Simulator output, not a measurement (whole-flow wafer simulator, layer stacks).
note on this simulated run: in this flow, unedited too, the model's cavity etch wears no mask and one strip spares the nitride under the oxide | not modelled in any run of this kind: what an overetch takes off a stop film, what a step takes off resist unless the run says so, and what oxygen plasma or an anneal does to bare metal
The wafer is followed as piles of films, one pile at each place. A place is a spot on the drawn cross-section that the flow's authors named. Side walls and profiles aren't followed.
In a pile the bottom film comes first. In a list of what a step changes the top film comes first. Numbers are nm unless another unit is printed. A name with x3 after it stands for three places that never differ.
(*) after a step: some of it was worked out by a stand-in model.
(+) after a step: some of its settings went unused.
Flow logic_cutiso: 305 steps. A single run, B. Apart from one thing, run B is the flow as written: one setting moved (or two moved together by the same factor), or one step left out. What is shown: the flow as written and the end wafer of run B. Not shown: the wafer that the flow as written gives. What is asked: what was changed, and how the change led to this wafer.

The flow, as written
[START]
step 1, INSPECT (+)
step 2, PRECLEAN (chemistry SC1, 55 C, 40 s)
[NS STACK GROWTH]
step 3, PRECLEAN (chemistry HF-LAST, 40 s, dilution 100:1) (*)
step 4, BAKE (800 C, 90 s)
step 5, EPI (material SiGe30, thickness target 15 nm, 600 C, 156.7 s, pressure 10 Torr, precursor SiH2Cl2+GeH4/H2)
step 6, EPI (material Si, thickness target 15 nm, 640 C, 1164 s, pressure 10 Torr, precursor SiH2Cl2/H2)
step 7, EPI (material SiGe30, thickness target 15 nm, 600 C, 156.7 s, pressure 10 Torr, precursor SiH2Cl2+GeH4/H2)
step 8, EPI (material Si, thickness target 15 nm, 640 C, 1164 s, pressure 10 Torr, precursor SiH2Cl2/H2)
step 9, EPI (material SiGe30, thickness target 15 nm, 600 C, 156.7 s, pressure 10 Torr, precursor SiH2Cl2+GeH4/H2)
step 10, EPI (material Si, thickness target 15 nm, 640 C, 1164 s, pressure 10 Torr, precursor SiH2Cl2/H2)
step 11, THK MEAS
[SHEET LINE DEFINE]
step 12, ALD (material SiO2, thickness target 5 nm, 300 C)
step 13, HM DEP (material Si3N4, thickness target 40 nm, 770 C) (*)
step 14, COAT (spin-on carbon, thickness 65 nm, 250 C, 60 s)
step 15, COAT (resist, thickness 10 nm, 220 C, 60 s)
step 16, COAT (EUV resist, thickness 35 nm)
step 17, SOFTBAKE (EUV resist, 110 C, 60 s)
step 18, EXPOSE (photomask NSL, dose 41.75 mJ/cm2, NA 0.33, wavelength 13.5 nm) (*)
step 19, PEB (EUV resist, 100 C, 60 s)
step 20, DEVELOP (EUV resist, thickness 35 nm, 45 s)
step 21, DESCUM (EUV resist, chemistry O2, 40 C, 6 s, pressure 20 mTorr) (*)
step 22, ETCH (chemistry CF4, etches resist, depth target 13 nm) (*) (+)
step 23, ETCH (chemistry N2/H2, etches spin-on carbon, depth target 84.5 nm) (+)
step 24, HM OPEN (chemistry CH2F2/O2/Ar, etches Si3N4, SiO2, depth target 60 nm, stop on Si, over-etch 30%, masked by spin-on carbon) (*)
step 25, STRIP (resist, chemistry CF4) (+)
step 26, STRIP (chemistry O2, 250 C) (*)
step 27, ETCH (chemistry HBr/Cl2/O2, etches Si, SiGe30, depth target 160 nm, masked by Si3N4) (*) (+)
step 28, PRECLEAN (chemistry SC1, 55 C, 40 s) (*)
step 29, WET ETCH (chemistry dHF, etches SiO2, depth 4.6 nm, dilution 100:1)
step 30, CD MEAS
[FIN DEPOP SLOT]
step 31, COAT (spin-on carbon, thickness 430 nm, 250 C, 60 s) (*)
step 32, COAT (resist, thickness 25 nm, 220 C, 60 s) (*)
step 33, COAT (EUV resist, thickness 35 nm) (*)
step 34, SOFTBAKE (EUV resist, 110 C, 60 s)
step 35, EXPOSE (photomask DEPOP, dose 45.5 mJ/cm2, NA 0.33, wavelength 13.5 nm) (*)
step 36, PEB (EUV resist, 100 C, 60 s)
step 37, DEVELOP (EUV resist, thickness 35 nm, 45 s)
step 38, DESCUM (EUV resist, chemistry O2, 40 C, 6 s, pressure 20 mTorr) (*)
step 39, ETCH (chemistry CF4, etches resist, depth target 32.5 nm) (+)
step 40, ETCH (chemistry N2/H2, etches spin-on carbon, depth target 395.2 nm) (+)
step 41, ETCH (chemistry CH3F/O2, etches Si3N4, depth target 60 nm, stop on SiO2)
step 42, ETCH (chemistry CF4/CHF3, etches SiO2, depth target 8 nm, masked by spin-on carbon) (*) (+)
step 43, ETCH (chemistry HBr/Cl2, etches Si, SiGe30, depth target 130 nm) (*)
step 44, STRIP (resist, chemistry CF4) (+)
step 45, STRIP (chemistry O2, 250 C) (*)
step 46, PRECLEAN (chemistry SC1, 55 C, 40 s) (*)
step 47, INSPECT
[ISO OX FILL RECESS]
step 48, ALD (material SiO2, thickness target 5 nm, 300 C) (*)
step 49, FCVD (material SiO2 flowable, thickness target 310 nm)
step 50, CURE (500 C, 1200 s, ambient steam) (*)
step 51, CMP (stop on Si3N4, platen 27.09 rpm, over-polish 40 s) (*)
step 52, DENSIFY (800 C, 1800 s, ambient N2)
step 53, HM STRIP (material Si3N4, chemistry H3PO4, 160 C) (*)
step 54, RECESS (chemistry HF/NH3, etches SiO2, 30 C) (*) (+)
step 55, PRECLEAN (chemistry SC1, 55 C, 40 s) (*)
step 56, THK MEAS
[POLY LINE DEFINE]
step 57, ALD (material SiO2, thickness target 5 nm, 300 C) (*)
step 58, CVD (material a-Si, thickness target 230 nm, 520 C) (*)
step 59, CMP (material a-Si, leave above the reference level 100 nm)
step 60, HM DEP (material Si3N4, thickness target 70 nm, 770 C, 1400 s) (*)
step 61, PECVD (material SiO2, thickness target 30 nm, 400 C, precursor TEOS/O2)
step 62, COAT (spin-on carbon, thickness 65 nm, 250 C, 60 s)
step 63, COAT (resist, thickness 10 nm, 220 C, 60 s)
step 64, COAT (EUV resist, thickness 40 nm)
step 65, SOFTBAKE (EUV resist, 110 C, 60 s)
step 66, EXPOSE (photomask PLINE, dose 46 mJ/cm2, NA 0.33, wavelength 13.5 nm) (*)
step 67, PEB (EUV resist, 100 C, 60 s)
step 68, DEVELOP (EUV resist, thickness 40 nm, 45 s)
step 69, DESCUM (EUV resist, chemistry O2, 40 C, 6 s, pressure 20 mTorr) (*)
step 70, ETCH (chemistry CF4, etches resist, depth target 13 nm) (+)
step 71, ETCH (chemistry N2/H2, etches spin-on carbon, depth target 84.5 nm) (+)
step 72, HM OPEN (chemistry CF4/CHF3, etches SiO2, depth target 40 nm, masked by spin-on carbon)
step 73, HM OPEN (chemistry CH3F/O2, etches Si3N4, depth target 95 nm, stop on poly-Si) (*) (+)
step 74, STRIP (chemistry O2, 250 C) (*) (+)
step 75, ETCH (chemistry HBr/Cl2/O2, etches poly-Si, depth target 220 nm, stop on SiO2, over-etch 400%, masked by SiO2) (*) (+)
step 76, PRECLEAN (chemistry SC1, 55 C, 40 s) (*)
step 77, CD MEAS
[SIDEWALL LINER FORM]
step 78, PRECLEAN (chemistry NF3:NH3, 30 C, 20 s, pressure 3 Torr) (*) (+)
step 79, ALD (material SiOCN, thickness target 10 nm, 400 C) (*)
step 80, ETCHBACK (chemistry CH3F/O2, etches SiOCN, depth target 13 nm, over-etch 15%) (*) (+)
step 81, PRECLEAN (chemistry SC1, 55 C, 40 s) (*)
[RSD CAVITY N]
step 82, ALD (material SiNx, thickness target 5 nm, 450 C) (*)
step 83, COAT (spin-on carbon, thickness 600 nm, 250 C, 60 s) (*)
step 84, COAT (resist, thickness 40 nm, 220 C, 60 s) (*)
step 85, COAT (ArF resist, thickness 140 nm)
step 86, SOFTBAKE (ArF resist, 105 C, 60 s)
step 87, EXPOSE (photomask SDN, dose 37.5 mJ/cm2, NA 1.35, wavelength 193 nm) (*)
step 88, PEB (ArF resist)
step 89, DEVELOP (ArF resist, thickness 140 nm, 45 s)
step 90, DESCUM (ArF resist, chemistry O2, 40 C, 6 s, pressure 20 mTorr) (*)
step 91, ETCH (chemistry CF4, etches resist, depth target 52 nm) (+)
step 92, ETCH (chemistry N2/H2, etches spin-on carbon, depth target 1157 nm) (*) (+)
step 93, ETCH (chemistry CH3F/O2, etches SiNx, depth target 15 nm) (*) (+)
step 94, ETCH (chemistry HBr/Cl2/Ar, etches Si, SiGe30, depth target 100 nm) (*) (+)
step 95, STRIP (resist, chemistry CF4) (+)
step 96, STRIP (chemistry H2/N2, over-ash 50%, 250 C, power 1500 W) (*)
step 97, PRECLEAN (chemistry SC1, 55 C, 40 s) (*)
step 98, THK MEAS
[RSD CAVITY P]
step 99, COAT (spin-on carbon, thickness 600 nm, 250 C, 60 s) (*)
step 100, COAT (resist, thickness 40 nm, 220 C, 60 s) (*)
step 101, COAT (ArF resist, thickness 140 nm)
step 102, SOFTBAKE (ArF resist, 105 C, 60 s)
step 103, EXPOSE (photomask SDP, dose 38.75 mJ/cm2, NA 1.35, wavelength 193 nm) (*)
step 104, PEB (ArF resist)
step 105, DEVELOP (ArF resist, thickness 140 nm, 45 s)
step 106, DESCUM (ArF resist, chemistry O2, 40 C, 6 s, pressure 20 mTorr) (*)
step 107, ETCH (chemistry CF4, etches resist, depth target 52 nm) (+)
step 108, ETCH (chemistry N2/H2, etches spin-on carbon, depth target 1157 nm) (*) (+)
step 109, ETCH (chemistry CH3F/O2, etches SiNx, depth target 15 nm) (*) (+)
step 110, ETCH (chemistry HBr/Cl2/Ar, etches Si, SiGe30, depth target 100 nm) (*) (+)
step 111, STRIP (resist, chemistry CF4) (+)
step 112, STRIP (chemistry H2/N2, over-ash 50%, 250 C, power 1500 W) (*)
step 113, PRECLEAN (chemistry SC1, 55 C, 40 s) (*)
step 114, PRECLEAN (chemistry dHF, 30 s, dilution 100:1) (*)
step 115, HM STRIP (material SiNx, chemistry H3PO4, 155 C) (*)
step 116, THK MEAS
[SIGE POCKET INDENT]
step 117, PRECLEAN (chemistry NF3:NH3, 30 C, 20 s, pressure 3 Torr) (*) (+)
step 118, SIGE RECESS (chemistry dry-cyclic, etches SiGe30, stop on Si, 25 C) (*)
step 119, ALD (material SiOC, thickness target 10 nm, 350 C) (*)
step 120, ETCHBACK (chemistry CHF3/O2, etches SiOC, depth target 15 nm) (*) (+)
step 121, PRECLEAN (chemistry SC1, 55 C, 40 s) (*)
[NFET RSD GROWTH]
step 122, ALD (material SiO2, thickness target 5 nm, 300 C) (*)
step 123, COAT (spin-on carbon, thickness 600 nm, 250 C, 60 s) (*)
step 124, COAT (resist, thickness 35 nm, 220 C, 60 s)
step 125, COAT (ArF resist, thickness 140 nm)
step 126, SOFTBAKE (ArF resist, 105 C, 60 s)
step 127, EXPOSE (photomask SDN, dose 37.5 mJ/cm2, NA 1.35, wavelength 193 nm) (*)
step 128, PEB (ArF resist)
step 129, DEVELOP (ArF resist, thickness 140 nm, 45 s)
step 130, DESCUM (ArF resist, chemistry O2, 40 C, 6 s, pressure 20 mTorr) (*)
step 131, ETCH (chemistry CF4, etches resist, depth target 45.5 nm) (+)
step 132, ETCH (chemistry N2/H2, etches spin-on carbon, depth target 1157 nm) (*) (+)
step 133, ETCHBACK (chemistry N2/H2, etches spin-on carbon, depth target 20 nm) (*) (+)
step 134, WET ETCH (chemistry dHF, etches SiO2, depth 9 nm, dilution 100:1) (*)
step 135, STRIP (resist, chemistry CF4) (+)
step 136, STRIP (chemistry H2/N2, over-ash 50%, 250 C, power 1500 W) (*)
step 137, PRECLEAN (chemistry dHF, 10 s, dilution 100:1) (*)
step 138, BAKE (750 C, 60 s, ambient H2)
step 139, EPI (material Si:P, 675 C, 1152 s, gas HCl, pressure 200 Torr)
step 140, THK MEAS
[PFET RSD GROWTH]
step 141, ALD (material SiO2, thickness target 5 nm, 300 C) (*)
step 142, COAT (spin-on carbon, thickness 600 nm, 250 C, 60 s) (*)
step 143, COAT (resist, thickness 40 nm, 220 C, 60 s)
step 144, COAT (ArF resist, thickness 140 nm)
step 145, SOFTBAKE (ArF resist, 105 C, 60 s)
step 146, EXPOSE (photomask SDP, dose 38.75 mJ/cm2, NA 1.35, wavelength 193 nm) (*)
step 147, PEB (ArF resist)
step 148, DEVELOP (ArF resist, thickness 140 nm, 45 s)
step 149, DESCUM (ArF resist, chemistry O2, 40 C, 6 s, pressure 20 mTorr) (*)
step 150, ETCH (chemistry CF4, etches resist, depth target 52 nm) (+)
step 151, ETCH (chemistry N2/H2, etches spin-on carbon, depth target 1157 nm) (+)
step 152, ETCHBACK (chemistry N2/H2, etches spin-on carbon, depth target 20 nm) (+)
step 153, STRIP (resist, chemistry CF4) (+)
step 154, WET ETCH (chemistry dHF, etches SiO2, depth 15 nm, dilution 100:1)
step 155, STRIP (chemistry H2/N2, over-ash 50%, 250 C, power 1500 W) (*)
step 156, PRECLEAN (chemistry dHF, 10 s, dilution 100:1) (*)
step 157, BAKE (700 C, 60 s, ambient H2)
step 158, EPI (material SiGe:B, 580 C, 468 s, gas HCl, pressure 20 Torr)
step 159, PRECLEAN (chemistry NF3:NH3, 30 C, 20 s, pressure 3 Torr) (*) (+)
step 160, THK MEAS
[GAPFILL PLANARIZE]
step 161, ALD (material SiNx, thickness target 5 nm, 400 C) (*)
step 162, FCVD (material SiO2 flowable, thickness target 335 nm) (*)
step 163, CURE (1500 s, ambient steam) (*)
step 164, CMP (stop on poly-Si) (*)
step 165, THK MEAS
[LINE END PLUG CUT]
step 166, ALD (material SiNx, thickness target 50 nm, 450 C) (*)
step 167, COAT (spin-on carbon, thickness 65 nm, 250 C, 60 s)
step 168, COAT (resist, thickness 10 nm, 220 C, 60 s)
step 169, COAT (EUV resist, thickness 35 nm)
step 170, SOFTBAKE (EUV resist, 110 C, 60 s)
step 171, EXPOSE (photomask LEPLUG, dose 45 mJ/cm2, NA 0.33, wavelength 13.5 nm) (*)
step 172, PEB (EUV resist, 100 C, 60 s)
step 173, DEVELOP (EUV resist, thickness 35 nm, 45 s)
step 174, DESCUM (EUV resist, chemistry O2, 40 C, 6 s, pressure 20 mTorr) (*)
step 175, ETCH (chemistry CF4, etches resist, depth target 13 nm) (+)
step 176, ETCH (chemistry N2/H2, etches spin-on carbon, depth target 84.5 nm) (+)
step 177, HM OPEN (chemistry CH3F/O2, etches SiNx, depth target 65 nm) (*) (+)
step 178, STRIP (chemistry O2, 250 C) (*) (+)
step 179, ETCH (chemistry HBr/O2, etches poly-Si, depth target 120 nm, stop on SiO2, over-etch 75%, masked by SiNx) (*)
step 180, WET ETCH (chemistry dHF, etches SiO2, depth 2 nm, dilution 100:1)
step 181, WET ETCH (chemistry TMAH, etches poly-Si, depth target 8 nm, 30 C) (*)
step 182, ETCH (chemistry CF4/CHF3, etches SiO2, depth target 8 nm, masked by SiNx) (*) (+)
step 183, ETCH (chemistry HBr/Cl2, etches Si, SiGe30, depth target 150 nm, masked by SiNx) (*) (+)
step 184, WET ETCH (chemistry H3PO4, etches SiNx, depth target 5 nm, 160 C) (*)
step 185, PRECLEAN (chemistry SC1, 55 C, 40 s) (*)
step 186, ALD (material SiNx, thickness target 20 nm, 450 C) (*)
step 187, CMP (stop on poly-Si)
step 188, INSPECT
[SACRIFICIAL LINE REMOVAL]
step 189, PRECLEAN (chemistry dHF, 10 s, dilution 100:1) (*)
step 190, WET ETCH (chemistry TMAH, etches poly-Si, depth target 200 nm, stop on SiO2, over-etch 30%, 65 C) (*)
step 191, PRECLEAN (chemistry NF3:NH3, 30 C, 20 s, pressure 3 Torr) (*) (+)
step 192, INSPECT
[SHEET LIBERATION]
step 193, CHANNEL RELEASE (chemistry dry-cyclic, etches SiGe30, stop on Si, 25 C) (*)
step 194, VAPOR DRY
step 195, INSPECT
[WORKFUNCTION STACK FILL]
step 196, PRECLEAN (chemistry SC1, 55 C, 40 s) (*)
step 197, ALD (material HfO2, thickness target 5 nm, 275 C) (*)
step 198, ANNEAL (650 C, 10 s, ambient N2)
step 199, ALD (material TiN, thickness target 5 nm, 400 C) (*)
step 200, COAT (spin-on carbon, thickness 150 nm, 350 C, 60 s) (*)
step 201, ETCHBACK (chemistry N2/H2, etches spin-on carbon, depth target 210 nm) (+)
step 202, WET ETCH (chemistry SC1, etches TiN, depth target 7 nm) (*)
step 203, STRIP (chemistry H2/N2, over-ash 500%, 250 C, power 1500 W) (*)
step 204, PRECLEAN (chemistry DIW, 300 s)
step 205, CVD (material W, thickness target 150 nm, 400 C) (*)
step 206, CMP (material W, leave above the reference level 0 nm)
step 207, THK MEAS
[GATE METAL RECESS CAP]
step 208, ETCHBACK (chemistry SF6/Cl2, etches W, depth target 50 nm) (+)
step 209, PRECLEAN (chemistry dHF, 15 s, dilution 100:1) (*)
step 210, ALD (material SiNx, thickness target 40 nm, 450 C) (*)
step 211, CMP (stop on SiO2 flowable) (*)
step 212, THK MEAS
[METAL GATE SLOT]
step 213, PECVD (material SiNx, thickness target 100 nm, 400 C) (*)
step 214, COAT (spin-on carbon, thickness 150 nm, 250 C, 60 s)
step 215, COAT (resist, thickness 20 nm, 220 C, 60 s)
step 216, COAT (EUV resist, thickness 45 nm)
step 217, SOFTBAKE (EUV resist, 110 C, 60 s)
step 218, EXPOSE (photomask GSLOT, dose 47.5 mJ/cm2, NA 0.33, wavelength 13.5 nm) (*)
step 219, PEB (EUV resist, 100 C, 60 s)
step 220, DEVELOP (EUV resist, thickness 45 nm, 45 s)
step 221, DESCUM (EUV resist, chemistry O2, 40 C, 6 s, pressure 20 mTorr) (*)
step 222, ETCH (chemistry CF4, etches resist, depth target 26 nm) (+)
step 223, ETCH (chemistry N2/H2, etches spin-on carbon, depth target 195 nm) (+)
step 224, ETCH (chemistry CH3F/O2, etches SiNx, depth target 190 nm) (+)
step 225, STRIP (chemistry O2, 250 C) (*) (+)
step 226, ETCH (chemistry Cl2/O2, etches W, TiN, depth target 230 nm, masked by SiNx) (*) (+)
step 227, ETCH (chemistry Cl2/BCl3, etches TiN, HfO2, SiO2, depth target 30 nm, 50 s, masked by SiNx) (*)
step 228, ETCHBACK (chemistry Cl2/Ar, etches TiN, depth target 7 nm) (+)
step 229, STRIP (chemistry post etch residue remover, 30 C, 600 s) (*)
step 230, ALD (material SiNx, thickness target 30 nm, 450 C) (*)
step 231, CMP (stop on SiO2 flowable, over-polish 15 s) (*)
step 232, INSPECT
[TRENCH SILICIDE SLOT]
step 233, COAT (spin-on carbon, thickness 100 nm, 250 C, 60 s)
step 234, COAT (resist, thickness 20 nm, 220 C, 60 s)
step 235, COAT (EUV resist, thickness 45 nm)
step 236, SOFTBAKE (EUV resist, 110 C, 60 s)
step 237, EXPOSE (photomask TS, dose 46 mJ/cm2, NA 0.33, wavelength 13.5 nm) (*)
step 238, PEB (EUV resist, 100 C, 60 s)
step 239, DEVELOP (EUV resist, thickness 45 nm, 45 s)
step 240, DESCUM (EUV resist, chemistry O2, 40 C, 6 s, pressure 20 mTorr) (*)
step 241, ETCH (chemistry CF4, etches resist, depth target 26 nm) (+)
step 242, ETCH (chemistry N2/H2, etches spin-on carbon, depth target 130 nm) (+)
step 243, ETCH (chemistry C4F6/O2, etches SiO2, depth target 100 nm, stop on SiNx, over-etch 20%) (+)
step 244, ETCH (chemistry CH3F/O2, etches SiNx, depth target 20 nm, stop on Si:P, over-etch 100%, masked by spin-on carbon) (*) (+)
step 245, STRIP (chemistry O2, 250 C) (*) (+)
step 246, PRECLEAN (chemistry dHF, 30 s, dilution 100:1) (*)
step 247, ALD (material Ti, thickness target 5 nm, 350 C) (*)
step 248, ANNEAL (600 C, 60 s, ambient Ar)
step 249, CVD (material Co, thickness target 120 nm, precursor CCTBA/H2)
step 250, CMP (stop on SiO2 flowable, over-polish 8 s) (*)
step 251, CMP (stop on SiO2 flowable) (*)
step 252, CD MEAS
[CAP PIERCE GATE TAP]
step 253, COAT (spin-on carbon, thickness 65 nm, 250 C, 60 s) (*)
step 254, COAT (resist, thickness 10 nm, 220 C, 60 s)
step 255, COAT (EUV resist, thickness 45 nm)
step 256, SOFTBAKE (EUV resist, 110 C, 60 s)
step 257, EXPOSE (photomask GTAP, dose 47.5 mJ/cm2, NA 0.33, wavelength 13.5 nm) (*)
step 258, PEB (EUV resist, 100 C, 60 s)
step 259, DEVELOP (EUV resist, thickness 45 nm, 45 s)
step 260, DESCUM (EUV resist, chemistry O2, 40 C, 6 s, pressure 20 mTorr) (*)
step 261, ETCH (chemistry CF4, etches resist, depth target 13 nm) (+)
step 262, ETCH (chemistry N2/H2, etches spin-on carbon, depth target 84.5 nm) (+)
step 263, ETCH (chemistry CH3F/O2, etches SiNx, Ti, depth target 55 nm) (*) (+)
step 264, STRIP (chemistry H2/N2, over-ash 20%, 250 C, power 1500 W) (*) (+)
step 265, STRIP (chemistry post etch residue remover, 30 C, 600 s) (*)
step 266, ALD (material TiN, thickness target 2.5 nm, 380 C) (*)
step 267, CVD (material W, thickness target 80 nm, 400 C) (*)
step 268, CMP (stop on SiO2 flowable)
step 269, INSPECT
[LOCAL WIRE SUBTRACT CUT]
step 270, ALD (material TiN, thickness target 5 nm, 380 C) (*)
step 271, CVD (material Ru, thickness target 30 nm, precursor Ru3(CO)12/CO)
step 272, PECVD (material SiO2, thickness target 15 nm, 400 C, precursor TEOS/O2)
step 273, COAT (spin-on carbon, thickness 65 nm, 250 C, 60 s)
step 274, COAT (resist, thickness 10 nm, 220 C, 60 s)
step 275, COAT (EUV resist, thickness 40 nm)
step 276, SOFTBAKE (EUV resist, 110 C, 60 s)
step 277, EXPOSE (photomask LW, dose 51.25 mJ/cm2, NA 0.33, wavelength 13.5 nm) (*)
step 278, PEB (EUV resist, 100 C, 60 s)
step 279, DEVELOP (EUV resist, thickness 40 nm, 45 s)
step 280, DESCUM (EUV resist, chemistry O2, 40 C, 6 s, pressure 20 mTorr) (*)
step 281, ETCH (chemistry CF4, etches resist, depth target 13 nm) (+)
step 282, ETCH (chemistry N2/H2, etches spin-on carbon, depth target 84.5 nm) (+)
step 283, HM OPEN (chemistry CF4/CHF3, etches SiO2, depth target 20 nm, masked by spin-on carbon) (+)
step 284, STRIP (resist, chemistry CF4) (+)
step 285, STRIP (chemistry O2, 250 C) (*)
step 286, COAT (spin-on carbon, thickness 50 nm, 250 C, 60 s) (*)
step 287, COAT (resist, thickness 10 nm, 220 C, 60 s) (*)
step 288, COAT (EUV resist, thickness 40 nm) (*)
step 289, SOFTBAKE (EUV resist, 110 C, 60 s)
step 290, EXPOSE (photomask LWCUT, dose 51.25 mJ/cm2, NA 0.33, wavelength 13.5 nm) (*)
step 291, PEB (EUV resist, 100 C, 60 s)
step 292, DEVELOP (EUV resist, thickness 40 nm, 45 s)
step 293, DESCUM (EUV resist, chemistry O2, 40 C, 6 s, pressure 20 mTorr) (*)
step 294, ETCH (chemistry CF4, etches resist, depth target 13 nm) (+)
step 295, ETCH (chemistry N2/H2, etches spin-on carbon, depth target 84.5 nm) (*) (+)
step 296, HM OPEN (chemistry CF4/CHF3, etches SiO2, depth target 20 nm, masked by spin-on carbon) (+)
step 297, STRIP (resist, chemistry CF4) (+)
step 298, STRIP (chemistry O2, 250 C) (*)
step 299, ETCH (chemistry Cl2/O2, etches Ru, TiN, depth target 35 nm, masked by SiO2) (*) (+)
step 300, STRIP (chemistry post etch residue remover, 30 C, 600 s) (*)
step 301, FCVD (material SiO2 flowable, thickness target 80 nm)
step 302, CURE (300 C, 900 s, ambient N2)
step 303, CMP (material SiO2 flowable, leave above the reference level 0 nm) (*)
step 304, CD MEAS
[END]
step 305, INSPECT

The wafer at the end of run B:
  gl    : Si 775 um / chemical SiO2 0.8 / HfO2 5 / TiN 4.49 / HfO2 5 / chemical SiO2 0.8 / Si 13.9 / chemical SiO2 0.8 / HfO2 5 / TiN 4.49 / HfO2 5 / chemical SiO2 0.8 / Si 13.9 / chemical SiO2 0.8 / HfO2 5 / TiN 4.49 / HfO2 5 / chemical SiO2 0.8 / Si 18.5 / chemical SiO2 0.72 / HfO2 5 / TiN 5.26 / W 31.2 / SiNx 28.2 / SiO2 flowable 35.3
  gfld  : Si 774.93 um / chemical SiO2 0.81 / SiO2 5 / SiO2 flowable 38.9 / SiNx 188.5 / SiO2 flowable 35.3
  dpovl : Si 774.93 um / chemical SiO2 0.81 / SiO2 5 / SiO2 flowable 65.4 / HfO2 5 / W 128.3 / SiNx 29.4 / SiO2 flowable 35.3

The reason: step 10, EPI: thickness target 20.6 nm was run, though the flow has thickness target 15 nm; step 10, EPI: 1601 s was run, where the flow has 1164 s.

The path from the change to this, step by step:
  step 10, EPI (material Si, thickness target 15 nm, 640 C, 1164 s, pressure 10 Torr, precursor SiH2Cl2/H2)
      depop, dpovl, gfld and 19 more: +20.6 Si (new film) (in the flow as written it would be: +15 Si (new film))
  step 27, ETCH (chemistry HBr/Cl2/O2, etches Si, SiGe30, depth target 160 nm, masked by Si3N4) (*) (+)
      gfld, gxf, iso, lnri: -0.79 chemical SiO2 (all of it), -17 Si (all of it), -15 SiGe30 (all of it), -15 Si (all of it), -15 SiGe30 (all of it), -15 Si (all of it), -15 SiGe30 (all of it), -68 Si (in the flow as written it would be: -0.79 chemical SiO2 (all of it), -11.4 Si (all of it), -15 SiGe30 (all of it), -15 Si (all of it), -15 SiGe30 (all of it), -15 Si (all of it), -15 SiGe30 (all of it), -73.6 Si)
      dpovl, nsgap: -0.79 chemical SiO2 (all of it), -17.4 Si (all of it), -15 SiGe30 (all of it), -15 Si (all of it), -15 SiGe30 (all of it), -15 Si (all of it), -15 SiGe30 (all of it), -67.6 Si (in the flow as written it would be: -0.79 chemical SiO2 (all of it), -11.8 Si (all of it), -15 SiGe30 (all of it), -15 Si (all of it), -15 SiGe30 (all of it), -15 Si (all of it), -15 SiGe30 (all of it), -73.2 Si)
      (as well as at 1 more place)
  step 43, ETCH (chemistry HBr/Cl2, etches Si, SiGe30, depth target 130 nm) (*)
      depop: -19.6 Si (all of it), -15 SiGe30 (all of it), -15 Si (all of it), -15 SiGe30 (all of it), -15 Si (all of it), -15 SiGe30 (all of it), -35.3 Si (in the flow as written it would be: -14 Si (all of it), -15 SiGe30 (all of it), -15 Si (all of it), -15 SiGe30 (all of it), -15 Si (all of it), -15 SiGe30 (all of it), -41 Si)
  step 94, ETCH (chemistry HBr/Cl2/Ar, etches Si, SiGe30, depth target 100 nm) (*) (+)
      rsdn, rsdx: -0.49 chemical SiO2 (all of it), -18.4 Si (all of it), -15 SiGe30 (all of it), -15 Si (all of it), -15 SiGe30 (all of it), -15 Si (all of it), -15 SiGe30 (all of it), -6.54 Si (in the flow as written it would be: -0.49 chemical SiO2 (all of it), -12.8 Si (all of it), -15 SiGe30 (all of it), -15 Si (all of it), -15 SiGe30 (all of it), -15 Si (all of it), -15 SiGe30 (all of it), -12.2 Si)
  step 110, ETCH (chemistry HBr/Cl2/Ar, etches Si, SiGe30, depth target 100 nm) (*) (+)
      rsdp, rsdw: -0.49 chemical SiO2 (all of it), -18.4 Si (all of it), -15 SiGe30 (all of it), -15 Si (all of it), -15 SiGe30 (all of it), -15 Si (all of it), -15 SiGe30 (all of it), -6.54 Si (in the flow as written it would be: -0.49 chemical SiO2 (all of it), -12.8 Si (all of it), -15 SiGe30 (all of it), -15 Si (all of it), -15 SiGe30 (all of it), -15 Si (all of it), -15 SiGe30 (all of it), -12.2 Si)
  step 183, ETCH (chemistry HBr/Cl2, etches Si, SiGe30, depth target 150 nm, masked by SiNx) (*) (+)
      plug: -19.2 Si (all of it), -15 SiGe30 (all of it), -15 Si (all of it), -15 SiGe30 (all of it), -15 Si (all of it), -15 SiGe30 (all of it), -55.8 Si (in the flow as written it would be: -13.6 Si (all of it), -15 SiGe30 (all of it), -15 Si (all of it), -15 SiGe30 (all of it), -15 Si (all of it), -15 SiGe30 (all of it), -61.4 Si)
